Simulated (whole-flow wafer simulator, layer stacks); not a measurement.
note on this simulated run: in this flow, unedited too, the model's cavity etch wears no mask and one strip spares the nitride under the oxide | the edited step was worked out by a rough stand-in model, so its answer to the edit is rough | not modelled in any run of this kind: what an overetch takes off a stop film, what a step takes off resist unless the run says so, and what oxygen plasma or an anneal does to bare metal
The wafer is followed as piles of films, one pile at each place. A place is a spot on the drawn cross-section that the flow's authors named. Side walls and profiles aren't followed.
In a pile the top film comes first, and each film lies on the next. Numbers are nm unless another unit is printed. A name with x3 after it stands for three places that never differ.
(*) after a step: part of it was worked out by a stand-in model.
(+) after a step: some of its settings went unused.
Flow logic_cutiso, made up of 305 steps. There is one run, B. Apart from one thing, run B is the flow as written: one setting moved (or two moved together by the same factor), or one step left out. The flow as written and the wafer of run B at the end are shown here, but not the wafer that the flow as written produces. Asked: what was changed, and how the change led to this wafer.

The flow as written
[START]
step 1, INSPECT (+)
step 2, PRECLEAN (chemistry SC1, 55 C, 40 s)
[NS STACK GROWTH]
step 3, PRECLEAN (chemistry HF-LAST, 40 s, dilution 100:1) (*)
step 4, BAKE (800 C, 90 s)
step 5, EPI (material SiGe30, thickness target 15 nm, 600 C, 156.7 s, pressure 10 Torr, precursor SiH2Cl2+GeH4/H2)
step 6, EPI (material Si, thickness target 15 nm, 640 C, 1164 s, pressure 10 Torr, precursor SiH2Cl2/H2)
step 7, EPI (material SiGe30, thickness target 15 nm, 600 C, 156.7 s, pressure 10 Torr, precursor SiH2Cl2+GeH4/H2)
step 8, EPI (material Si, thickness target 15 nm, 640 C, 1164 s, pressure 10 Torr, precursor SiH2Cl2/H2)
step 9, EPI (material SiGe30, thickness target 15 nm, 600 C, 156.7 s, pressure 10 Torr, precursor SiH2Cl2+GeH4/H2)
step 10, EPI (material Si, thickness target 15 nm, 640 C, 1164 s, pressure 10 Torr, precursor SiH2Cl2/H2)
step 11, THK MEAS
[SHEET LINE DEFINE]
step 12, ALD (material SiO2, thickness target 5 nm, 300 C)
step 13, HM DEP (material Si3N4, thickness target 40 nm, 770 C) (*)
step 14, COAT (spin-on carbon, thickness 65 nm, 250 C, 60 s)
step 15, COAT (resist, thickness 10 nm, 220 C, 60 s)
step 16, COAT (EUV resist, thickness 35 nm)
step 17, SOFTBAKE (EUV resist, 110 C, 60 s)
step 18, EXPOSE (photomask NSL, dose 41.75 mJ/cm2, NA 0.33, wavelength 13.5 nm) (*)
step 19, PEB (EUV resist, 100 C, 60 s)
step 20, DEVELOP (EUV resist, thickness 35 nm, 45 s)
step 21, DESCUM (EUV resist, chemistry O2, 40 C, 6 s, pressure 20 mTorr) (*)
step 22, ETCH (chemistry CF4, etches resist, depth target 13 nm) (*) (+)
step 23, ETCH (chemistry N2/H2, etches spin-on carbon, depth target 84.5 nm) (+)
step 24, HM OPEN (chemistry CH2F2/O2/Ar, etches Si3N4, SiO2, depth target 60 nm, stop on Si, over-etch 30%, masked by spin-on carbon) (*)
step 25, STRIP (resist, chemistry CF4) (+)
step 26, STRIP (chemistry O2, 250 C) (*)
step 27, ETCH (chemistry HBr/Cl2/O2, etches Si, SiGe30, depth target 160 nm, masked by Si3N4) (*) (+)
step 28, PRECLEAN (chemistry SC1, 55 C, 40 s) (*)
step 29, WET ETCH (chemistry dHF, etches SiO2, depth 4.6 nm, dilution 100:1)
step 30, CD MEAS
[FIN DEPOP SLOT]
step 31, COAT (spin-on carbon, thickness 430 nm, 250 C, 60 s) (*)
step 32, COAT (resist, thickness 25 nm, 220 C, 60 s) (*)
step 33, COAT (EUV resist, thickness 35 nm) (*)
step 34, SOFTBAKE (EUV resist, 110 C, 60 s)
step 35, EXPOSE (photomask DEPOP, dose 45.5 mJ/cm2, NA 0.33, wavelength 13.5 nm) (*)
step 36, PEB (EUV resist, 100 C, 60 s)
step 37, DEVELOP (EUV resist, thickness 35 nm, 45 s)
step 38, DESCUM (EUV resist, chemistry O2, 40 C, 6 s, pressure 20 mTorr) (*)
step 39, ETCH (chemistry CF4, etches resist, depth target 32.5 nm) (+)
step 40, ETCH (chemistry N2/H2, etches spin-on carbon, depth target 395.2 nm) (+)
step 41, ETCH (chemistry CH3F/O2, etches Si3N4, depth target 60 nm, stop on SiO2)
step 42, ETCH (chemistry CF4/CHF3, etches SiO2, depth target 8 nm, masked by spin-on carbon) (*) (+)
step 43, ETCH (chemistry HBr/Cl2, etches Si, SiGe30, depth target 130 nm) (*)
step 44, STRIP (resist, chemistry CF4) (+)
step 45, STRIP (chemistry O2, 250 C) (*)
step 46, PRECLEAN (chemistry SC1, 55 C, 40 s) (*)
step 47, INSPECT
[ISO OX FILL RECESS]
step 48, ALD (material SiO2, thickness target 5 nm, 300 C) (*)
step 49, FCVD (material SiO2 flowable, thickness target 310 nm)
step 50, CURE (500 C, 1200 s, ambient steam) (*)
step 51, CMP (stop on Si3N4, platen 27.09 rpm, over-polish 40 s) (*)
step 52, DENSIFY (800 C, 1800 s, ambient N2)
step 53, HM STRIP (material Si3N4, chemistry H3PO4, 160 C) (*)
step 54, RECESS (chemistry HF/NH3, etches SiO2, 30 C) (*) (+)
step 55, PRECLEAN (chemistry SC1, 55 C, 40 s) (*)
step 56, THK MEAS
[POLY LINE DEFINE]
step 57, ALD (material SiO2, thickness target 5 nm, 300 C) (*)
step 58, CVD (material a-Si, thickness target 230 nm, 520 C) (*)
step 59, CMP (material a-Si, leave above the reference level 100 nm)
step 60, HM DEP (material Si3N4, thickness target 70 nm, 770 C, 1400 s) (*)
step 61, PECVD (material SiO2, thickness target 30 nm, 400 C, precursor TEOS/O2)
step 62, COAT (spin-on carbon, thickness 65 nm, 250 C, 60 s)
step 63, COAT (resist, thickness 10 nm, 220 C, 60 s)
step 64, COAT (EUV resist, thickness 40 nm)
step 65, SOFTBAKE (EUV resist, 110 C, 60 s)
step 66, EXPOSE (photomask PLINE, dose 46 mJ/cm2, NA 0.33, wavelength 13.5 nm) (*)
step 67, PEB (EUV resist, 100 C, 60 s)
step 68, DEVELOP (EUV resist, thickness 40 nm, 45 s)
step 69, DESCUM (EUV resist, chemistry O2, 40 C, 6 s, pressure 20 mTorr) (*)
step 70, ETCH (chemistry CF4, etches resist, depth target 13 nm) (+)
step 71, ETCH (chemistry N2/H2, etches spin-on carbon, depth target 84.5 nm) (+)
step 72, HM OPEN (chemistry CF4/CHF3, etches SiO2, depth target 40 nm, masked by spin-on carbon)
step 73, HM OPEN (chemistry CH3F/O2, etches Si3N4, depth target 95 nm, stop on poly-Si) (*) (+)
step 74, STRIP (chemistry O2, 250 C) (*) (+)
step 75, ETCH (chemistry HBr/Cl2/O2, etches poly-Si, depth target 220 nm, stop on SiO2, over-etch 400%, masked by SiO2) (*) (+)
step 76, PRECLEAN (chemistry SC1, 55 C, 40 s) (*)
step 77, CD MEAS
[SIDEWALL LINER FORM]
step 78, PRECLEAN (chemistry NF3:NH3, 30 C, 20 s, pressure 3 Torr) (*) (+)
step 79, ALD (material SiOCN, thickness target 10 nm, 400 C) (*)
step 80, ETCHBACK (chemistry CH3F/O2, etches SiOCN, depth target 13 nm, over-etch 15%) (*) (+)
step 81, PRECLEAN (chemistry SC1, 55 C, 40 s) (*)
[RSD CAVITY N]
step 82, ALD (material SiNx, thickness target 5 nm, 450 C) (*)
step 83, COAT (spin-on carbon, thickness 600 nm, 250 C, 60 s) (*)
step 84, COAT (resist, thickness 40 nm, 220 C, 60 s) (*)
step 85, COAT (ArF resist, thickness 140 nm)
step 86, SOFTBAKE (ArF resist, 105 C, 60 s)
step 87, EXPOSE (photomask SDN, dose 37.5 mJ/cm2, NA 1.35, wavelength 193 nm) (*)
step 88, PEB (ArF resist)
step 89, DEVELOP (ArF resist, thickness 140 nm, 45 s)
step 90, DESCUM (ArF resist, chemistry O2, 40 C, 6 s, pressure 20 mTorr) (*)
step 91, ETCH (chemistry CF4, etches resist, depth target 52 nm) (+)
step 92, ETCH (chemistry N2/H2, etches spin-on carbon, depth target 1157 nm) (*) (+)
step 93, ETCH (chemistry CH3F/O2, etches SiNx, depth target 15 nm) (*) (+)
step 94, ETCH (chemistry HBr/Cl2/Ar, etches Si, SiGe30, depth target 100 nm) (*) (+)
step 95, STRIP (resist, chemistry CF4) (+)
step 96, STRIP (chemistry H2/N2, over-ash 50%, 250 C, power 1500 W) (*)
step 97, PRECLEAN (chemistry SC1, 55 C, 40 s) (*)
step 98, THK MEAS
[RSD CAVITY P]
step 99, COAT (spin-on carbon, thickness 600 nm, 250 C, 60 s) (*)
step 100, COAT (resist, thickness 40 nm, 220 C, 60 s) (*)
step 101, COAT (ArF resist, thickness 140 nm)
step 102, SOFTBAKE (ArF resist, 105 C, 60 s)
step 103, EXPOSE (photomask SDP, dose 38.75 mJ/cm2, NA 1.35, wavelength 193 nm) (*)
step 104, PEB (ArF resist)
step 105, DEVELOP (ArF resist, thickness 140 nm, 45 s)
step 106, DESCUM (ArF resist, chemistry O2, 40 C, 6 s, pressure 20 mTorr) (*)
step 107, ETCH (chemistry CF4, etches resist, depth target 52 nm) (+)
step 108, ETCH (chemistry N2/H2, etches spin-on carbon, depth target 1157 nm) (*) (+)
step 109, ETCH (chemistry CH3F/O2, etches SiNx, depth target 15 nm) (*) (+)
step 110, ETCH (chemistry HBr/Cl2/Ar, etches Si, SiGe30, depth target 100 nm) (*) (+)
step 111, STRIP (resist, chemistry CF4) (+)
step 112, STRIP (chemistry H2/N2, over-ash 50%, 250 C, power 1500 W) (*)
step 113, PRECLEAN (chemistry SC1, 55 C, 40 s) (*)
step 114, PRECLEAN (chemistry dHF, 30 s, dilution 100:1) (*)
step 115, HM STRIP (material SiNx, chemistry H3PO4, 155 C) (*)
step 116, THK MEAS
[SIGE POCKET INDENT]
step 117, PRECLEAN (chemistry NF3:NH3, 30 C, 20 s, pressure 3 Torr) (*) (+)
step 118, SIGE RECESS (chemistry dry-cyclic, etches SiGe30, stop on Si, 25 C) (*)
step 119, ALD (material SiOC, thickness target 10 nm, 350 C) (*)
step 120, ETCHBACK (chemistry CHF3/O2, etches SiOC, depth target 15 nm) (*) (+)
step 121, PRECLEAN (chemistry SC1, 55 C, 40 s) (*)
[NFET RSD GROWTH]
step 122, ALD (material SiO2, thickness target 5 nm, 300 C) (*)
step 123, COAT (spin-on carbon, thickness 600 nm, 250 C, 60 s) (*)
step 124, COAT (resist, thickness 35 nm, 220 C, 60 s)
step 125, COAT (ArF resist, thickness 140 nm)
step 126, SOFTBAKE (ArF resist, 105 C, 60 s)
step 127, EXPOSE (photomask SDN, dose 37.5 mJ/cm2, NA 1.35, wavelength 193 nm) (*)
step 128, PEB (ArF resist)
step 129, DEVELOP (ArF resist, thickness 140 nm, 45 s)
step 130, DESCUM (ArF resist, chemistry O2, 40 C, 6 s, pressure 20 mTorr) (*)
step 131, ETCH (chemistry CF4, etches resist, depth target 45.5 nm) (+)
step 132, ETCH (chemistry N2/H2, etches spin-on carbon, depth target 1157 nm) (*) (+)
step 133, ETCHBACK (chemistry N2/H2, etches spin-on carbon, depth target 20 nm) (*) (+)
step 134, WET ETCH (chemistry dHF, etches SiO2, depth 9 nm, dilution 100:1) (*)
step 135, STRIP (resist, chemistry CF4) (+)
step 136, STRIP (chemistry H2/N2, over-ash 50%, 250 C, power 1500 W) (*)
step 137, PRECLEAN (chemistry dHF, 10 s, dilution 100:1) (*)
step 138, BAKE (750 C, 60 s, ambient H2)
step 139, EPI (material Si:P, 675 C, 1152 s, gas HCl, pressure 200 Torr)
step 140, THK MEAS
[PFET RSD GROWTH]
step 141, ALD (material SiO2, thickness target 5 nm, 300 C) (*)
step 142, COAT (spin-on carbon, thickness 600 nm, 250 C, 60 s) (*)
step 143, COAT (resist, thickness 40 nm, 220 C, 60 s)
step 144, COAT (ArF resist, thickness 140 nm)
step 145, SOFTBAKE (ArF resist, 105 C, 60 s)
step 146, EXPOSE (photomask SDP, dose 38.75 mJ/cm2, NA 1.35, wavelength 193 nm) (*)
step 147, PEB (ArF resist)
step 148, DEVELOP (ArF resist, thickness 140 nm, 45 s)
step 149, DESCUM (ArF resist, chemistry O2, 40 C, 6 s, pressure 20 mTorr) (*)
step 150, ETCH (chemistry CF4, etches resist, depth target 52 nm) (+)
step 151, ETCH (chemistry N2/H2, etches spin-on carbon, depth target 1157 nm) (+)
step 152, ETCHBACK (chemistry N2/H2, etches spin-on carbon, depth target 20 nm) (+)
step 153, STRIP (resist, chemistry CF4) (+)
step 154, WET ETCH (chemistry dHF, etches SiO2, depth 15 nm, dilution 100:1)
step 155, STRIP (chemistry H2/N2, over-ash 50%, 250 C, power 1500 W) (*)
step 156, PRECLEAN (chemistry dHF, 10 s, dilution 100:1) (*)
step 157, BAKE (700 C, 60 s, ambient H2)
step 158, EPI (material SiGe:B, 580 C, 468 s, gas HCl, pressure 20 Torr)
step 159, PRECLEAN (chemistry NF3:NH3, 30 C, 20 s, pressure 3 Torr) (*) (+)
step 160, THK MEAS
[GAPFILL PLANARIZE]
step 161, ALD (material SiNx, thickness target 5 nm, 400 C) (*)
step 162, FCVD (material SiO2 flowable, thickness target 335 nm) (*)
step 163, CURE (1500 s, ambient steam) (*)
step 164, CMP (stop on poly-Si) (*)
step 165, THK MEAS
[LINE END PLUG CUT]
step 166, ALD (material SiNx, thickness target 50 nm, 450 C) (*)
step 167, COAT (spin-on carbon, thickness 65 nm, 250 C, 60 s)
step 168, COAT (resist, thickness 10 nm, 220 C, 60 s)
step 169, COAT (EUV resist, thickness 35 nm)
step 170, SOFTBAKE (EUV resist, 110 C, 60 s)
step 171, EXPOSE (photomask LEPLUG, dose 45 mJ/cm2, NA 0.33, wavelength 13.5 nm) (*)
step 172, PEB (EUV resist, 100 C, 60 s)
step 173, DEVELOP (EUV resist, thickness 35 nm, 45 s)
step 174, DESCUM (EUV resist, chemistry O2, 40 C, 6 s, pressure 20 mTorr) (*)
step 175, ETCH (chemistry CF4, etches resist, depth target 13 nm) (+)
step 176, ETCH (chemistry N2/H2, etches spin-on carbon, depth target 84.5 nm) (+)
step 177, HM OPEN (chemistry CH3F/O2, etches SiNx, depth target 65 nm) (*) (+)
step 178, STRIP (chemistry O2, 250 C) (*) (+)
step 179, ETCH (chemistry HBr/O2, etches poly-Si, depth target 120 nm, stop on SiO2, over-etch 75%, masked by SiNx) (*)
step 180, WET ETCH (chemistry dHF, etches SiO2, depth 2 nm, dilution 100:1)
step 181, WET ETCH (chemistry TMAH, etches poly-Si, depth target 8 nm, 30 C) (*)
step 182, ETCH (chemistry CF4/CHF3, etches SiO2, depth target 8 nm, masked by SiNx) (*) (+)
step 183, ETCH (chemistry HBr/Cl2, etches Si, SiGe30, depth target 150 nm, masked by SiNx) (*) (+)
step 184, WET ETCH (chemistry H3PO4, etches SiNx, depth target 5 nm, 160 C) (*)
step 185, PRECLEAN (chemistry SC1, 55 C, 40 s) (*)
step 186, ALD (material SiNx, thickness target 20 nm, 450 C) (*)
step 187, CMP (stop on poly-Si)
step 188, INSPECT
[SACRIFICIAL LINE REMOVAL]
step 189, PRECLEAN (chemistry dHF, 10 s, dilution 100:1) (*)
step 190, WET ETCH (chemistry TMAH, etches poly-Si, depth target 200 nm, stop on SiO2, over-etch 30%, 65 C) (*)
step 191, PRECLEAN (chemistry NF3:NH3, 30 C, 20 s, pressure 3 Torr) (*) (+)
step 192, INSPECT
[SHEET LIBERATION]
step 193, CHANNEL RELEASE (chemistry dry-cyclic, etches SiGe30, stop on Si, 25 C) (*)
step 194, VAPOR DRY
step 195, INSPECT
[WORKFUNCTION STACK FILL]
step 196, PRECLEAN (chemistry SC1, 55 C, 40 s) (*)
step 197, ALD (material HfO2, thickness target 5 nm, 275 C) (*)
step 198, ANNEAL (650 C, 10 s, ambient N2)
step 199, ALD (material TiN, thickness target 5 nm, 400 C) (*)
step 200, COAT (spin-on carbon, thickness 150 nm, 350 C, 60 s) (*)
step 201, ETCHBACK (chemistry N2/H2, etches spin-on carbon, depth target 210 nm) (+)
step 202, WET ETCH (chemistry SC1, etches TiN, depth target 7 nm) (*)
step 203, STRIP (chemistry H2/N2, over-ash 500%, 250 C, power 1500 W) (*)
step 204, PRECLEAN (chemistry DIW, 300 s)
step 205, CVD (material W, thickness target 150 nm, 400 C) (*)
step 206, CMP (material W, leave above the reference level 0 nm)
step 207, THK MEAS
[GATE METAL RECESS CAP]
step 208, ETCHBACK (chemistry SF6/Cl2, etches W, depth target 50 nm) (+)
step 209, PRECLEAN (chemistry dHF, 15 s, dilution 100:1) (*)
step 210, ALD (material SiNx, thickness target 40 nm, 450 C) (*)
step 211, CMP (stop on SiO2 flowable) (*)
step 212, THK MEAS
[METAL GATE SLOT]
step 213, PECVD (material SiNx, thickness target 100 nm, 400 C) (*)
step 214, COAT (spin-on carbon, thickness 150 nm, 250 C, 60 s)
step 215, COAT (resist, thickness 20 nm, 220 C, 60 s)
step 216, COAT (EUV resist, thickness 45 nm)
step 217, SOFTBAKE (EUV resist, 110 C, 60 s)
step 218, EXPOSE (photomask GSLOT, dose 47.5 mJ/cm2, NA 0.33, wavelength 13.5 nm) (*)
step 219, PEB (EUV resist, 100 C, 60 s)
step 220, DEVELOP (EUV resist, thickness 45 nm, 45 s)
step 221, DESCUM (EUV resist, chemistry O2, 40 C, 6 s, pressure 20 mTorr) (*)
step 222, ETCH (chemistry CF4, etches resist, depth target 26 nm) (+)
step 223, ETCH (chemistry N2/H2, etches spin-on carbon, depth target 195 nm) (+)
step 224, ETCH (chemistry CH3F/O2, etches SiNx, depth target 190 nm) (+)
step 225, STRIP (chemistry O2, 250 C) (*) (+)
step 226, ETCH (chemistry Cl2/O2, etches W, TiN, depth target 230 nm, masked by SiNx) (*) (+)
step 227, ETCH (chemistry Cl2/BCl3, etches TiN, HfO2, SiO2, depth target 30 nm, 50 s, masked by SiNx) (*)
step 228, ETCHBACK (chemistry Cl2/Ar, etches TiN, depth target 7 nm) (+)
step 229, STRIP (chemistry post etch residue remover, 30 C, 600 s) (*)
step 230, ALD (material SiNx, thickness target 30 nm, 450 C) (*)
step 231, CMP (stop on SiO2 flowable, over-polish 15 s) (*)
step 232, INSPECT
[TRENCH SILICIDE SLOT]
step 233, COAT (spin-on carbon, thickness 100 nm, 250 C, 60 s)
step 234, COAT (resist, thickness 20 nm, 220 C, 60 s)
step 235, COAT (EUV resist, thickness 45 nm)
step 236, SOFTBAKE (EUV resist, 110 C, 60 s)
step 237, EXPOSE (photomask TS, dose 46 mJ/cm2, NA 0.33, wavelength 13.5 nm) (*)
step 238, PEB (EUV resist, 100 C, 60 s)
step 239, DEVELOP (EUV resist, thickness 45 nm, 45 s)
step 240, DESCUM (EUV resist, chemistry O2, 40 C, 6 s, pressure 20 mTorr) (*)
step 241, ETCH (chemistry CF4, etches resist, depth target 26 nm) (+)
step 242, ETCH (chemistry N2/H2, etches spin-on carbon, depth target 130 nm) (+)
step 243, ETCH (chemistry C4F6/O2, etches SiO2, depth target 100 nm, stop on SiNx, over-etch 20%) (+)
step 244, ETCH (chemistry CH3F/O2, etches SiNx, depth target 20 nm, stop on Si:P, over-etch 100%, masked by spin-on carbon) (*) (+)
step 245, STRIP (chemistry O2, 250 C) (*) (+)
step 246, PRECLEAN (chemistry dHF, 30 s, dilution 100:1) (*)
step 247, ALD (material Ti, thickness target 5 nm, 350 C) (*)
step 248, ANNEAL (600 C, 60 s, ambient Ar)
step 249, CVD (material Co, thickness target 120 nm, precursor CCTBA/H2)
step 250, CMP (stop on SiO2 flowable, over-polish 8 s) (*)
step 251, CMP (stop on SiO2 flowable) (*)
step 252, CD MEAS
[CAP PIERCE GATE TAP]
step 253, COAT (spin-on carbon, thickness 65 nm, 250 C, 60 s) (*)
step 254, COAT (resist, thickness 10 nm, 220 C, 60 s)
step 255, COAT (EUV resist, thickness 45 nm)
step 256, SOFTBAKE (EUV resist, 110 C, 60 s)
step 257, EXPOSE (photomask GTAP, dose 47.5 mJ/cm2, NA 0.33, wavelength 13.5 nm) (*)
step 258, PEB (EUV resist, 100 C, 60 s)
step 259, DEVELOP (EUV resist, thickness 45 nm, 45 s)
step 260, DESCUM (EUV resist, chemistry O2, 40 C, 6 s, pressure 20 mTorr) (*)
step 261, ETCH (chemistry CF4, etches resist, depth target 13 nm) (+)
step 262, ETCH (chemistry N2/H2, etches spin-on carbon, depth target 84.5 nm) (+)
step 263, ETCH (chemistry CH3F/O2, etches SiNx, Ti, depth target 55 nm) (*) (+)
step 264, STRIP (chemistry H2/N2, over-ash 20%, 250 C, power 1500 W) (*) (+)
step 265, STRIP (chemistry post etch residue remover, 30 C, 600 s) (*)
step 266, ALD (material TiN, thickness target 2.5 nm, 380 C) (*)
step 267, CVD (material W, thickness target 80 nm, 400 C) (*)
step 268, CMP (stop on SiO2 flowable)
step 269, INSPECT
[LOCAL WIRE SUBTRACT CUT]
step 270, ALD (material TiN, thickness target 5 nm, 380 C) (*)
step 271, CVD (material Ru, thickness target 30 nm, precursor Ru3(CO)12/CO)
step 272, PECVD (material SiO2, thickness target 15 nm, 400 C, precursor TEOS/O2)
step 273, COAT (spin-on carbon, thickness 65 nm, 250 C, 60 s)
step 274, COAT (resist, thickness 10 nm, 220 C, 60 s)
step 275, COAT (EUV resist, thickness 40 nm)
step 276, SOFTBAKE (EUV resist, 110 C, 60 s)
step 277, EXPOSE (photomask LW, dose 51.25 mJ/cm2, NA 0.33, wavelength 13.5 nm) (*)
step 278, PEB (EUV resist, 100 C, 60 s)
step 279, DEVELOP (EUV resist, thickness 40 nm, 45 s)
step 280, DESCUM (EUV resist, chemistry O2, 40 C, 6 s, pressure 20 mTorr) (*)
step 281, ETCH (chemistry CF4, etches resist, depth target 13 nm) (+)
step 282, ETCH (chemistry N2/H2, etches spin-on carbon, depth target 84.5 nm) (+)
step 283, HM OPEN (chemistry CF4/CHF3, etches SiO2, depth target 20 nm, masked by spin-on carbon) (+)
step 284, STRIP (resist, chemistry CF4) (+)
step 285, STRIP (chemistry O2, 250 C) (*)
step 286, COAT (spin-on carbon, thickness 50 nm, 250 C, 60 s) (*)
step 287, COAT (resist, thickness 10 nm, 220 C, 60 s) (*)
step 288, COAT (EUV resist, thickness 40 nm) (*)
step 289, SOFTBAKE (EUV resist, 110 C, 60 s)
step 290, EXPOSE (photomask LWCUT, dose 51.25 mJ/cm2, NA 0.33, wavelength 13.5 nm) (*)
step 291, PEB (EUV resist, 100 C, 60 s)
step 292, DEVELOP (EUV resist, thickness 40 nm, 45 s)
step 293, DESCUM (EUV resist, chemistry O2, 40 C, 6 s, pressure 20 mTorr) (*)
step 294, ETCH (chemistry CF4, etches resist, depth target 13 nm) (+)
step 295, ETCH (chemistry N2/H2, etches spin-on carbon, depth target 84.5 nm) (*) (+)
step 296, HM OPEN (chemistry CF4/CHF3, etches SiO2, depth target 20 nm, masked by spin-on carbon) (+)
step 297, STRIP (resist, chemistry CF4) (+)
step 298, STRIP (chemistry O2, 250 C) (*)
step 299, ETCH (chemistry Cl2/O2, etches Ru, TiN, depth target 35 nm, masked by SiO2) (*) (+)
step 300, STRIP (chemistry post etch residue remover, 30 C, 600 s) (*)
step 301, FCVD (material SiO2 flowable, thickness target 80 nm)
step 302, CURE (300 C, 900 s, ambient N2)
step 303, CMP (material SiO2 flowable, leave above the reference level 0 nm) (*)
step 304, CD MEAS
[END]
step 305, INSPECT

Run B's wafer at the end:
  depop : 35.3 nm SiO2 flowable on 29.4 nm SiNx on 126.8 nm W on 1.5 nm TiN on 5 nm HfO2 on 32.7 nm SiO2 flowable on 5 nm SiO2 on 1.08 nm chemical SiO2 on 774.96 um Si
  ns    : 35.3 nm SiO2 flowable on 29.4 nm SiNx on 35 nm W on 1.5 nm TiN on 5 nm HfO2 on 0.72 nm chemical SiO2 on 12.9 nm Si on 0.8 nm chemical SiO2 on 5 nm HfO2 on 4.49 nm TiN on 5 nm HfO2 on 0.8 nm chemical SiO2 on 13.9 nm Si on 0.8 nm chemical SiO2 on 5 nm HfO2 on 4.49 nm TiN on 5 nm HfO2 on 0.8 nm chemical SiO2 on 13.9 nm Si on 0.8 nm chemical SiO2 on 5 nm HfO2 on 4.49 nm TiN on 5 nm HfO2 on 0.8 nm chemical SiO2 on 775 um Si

Cause: step 202, WET ETCH: depth target 3.5 nm was run, while the flow as written has depth target 7 nm.

How this came from the change, step by step:
  step 202, WET ETCH (chemistry SC1, etches TiN, depth target 7 nm) (*)
      depop, dpovl, iso and 12 more: TiN loses 3.5 (as written it would have been: TiN loses 5 (all of it))
  step 206, CMP (material W, leave above the reference level 0 nm)
      lnr, lnri, lnrp, lnrt: W loses 150 (all of it), TiN loses 1.5 (all of it), HfO2 loses 5 (all of it), SiOCN loses 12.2 (as written it would have been: W loses 150 (all of it), HfO2 loses 5 (all of it), SiOCN loses 12.2)
      rsdn, rsdp, rsdw, rsdx: W loses 162.2 (all of it), TiN loses 1.5 (all of it), HfO2 loses 5 (all of it) (as written it would have been: W loses 162.2 (all of it), HfO2 loses 5 (all of it))
      (and at 2 other places as well)
